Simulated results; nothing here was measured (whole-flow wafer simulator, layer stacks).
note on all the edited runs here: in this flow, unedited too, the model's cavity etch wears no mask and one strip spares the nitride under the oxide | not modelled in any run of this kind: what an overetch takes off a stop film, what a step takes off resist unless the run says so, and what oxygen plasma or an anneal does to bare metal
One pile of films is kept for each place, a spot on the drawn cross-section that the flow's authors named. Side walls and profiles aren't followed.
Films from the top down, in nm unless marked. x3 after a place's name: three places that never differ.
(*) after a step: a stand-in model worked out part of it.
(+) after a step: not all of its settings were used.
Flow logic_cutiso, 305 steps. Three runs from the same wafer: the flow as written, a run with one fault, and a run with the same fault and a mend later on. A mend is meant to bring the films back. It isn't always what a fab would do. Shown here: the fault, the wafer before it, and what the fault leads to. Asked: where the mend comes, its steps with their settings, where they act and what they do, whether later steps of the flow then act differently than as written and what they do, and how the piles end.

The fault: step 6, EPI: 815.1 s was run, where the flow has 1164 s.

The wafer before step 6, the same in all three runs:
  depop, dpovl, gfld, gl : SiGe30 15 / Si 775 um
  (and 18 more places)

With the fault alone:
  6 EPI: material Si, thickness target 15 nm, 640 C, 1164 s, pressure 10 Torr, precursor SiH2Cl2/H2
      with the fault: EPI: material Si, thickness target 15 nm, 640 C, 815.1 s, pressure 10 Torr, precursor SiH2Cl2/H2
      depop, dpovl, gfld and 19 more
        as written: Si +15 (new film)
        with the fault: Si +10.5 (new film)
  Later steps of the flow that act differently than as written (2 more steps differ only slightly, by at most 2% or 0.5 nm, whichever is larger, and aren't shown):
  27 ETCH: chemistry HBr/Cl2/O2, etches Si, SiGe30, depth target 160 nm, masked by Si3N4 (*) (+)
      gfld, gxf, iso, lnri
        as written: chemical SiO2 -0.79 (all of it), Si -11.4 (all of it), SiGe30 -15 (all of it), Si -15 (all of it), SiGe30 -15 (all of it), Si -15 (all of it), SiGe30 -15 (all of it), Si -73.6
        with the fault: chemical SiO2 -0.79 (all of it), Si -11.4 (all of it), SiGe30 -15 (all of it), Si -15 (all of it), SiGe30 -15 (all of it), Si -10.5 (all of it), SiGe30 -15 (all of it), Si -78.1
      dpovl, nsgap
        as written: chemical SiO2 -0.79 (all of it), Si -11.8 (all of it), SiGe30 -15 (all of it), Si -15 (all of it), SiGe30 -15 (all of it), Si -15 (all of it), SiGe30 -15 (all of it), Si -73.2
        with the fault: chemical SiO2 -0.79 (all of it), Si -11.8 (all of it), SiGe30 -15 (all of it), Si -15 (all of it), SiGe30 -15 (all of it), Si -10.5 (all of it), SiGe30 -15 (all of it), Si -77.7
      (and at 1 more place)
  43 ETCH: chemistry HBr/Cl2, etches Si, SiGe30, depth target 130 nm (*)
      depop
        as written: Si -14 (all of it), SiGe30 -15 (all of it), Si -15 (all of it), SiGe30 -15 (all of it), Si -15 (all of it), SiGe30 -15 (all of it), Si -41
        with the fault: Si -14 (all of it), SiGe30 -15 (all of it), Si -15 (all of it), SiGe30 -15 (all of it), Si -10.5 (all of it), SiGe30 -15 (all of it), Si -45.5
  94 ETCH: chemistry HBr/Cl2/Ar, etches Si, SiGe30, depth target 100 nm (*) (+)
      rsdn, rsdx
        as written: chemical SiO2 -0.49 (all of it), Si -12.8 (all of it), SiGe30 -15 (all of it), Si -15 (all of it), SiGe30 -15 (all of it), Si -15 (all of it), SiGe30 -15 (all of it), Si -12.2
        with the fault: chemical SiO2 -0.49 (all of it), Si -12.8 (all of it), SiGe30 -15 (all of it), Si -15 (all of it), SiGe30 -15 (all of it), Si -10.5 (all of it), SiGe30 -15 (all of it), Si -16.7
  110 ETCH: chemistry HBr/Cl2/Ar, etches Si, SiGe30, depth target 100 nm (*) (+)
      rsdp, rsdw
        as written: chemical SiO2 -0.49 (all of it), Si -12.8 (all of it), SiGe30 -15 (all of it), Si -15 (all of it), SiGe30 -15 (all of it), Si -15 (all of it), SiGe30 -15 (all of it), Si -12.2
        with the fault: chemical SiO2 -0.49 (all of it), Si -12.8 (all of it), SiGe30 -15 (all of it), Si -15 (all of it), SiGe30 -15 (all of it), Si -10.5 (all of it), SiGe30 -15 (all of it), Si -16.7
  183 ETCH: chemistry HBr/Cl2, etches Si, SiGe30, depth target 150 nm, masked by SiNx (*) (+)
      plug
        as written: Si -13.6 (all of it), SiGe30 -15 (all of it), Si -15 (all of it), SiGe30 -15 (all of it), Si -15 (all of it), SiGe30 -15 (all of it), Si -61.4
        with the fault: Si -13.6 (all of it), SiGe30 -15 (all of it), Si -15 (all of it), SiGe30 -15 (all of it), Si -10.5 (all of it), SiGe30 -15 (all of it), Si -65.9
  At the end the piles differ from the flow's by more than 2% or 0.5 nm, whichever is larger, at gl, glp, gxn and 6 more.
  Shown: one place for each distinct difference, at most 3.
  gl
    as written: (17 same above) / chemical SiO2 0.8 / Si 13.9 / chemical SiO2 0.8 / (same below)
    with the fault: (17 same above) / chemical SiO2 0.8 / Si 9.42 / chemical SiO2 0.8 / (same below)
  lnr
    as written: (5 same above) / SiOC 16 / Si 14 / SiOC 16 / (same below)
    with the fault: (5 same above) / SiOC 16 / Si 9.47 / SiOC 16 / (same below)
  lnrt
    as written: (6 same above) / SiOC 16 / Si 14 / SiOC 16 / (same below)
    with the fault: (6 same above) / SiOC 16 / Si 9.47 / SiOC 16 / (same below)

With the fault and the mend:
  The mend comes after step 6.
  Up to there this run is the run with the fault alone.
  6a EPI: material Si, thickness target 15 nm, 640 C, 349.3 s, pressure 10 Torr, precursor SiH2Cl2/H2 (the flow's step 6 once more, with other settings)
      depop, dpovl, gfld and 19 more
        Si +4.5
  No later step of the flow acts differently than as written at any place that is followed.
  At the end the piles are the same as the flow's at every place that both follow.
